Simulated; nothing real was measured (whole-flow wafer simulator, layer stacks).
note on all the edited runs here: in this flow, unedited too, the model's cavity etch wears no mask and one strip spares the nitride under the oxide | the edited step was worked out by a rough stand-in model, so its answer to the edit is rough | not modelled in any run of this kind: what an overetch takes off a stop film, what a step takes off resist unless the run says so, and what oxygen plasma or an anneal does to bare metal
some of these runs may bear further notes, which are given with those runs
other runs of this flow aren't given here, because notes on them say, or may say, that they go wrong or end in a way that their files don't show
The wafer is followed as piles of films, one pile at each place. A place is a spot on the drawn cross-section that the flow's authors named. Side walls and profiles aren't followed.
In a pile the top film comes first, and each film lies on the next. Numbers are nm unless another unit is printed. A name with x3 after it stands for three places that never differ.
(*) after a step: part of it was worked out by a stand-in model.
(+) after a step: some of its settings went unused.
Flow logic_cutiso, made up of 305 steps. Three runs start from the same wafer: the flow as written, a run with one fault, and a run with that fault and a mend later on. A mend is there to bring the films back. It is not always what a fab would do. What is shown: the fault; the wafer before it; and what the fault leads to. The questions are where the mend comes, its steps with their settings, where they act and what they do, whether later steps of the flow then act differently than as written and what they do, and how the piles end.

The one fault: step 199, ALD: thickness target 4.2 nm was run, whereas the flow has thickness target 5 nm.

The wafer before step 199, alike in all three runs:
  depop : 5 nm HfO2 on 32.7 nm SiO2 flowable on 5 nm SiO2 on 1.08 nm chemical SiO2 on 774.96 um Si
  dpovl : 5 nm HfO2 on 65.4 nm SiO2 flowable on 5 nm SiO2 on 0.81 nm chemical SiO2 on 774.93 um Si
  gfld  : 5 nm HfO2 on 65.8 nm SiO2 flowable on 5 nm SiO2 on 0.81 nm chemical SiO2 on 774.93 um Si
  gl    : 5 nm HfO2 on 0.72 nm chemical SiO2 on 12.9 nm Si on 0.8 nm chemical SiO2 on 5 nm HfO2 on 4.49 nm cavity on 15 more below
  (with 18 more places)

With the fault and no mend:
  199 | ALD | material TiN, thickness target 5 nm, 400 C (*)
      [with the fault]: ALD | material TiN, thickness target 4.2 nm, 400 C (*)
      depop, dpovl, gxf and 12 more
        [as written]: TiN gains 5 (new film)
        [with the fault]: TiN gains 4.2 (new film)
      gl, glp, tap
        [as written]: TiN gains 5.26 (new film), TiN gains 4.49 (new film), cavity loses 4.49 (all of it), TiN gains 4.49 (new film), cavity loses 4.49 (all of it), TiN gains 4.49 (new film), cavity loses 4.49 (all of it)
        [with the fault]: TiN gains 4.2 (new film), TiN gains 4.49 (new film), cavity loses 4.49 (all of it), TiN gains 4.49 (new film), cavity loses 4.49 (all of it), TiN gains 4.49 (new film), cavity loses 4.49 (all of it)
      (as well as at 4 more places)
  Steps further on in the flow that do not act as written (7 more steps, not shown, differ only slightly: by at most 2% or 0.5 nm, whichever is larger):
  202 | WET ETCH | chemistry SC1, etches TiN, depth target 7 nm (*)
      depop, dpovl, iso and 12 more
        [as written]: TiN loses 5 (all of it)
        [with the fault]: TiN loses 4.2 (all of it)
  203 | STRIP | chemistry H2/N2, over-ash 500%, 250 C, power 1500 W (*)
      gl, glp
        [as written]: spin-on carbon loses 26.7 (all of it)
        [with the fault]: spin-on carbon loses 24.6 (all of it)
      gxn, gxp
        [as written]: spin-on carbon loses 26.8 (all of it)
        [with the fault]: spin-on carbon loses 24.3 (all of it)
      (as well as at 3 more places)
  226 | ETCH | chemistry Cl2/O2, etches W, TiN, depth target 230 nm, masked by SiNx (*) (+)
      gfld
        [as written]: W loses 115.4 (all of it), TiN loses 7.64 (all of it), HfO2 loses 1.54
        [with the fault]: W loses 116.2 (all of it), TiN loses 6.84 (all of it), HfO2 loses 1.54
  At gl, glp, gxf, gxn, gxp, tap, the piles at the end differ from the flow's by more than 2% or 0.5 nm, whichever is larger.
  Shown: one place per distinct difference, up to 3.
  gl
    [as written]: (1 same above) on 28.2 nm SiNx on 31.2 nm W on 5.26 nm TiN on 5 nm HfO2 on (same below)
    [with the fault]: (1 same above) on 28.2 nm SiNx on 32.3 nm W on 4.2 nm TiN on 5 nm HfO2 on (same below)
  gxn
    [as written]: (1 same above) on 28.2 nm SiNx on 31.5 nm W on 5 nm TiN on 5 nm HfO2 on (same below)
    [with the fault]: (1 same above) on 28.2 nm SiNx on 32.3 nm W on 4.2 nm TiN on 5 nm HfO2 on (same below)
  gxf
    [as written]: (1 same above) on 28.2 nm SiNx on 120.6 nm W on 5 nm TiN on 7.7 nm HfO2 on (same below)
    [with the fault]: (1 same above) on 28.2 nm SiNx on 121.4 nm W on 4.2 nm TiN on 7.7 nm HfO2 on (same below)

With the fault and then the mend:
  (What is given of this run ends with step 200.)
  The mend stands after step 199.
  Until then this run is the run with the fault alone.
  199a | ALD | material TiN, thickness target 0.8 nm, 400 C (*) (the flow's step 199 again, with other settings)
      depop, dpovl, gfld and 19 more
        TiN gains 0.8
  Every later step of the flow up to step 200 that is run acts as written, at every place that is followed, to within 2% or 0.5 nm, whichever is larger.
  After step 200 the piles are close to the flow's at the places that both follow, differing by at most 2% or 0.5 nm, whichever is larger.
